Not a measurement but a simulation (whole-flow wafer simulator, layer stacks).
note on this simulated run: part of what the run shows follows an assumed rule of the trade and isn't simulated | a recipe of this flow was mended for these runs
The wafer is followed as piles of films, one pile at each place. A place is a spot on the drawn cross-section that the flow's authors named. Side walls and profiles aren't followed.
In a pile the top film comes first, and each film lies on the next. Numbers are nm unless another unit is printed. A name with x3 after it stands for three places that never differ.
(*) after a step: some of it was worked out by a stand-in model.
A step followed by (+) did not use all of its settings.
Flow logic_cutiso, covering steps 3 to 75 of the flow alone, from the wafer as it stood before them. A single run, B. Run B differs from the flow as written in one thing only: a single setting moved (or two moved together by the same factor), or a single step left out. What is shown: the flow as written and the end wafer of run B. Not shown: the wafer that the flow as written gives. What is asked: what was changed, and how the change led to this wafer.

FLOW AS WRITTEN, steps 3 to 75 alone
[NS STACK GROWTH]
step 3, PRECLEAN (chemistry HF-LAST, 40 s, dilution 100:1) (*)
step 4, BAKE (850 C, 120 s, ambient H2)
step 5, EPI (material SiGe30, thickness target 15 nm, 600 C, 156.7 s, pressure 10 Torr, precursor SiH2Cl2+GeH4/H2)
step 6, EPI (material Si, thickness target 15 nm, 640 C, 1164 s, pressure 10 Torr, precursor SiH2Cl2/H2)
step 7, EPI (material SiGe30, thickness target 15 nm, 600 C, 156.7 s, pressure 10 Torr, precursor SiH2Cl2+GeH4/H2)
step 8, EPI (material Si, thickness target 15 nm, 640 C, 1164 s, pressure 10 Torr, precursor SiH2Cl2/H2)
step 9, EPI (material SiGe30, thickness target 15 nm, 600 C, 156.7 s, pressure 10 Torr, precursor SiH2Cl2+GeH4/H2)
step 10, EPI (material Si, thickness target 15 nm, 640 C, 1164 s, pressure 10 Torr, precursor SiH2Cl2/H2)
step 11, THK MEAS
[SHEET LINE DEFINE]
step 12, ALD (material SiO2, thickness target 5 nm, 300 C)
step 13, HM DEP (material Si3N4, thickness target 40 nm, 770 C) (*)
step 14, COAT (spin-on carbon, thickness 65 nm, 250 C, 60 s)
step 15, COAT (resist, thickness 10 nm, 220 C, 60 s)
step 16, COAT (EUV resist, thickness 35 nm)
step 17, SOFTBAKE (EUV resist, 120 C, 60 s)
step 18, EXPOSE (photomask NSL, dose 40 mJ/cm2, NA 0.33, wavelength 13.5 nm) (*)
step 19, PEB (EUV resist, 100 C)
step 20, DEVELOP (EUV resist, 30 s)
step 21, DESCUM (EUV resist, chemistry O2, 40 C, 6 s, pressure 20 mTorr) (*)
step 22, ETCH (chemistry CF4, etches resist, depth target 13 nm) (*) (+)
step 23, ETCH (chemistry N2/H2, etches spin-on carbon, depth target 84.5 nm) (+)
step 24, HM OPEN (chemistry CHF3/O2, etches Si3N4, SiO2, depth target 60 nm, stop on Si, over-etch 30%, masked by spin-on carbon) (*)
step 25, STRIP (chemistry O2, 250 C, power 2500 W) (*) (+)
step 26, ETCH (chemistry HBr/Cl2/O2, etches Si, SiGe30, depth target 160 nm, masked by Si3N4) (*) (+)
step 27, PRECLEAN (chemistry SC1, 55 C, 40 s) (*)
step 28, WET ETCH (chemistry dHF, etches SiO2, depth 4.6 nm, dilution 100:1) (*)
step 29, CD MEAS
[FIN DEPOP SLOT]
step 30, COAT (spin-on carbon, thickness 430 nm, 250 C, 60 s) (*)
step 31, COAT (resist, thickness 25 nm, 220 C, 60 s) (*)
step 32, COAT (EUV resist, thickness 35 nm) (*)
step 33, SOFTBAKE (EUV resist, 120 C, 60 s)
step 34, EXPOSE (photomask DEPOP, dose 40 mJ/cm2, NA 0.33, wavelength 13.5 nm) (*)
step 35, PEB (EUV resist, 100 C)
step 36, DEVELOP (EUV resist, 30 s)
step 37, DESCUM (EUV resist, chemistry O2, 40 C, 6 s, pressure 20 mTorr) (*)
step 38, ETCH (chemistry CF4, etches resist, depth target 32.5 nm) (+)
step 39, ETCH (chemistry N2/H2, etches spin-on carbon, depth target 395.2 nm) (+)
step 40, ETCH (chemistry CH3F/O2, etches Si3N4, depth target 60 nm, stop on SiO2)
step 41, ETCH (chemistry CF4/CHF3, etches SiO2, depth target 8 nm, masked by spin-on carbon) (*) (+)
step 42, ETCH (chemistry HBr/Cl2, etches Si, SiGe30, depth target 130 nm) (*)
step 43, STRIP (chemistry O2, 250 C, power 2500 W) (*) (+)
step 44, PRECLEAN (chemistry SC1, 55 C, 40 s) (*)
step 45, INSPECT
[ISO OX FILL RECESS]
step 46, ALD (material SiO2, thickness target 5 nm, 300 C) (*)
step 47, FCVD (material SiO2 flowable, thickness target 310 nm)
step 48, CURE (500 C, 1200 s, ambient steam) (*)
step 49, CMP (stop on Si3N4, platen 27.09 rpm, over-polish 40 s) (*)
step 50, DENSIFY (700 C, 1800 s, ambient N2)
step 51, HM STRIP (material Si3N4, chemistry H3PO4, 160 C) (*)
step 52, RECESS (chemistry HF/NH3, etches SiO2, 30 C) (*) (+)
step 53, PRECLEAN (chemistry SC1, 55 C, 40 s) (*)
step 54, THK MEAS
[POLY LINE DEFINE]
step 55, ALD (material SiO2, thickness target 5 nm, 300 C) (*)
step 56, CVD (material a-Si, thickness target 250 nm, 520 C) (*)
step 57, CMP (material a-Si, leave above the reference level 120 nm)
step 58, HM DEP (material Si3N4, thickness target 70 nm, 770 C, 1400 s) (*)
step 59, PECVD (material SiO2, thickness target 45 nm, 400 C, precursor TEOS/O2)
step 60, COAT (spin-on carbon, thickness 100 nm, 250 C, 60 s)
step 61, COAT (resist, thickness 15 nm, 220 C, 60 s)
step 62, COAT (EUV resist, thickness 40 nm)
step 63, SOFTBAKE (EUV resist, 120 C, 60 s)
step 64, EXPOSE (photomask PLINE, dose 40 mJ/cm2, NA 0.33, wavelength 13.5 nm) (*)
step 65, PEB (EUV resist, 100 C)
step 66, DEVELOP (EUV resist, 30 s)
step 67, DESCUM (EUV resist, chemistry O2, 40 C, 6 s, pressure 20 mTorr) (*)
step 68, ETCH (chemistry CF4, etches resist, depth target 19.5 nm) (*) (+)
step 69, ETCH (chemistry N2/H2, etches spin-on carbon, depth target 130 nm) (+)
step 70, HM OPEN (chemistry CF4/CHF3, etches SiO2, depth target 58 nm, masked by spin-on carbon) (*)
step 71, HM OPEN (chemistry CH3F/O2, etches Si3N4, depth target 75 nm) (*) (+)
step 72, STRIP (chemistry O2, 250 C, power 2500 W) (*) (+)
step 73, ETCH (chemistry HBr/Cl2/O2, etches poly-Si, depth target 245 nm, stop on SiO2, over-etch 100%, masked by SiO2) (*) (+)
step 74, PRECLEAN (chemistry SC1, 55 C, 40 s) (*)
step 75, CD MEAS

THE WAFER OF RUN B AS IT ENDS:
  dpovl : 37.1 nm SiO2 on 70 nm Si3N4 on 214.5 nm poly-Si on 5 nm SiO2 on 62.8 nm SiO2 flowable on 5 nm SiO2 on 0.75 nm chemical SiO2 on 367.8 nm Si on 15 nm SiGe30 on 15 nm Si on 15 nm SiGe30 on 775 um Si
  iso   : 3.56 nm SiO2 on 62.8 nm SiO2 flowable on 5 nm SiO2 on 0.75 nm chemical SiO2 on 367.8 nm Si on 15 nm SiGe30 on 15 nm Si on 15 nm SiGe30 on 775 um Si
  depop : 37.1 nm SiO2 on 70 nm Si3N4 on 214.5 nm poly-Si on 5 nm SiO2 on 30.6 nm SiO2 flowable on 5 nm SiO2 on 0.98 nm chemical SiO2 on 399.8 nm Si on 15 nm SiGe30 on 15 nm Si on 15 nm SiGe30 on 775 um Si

What caused this: step 8, EPI: 736 C was run, while the flow as written has 640 C.

How this came from the change, step by step:
  step 8, EPI (material Si, thickness target 15 nm, 640 C, 1164 s, pressure 10 Torr, precursor SiH2Cl2/H2)
      depop, dpovl, gfld and 19 more: Si gains 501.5 (new film) (in the flow as written it would be: Si gains 15 (new film))
  step 26, ETCH (chemistry HBr/Cl2/O2, etches Si, SiGe30, depth target 160 nm, masked by Si3N4) (*) (+)
      dpovl, gfld, gxf, iso, isow, lnri, nsgap: chemical SiO2 loses 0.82 (all of it), Si loses 12 (all of it), SiGe30 loses 15 (all of it), Si loses 133 (in the flow as written it would be: chemical SiO2 loses 0.82 (all of it), Si loses 12 (all of it), SiGe30 loses 15 (all of it), Si loses 15 (all of it), SiGe30 loses 15 (all of it), Si loses 15 (all of it), SiGe30 loses 15 (all of it), Si loses 73)
  step 42, ETCH (chemistry HBr/Cl2, etches Si, SiGe30, depth target 130 nm) (*)
      depop: Si loses 13.8 (all of it), SiGe30 loses 15 (all of it), Si loses 101.2 (in the flow as written it would be: Si loses 13.8 (all of it), SiGe30 loses 15 (all of it), Si loses 15 (all of it), SiGe30 loses 15 (all of it), Si loses 15 (all of it), SiGe30 loses 15 (all of it), Si loses 41.2)
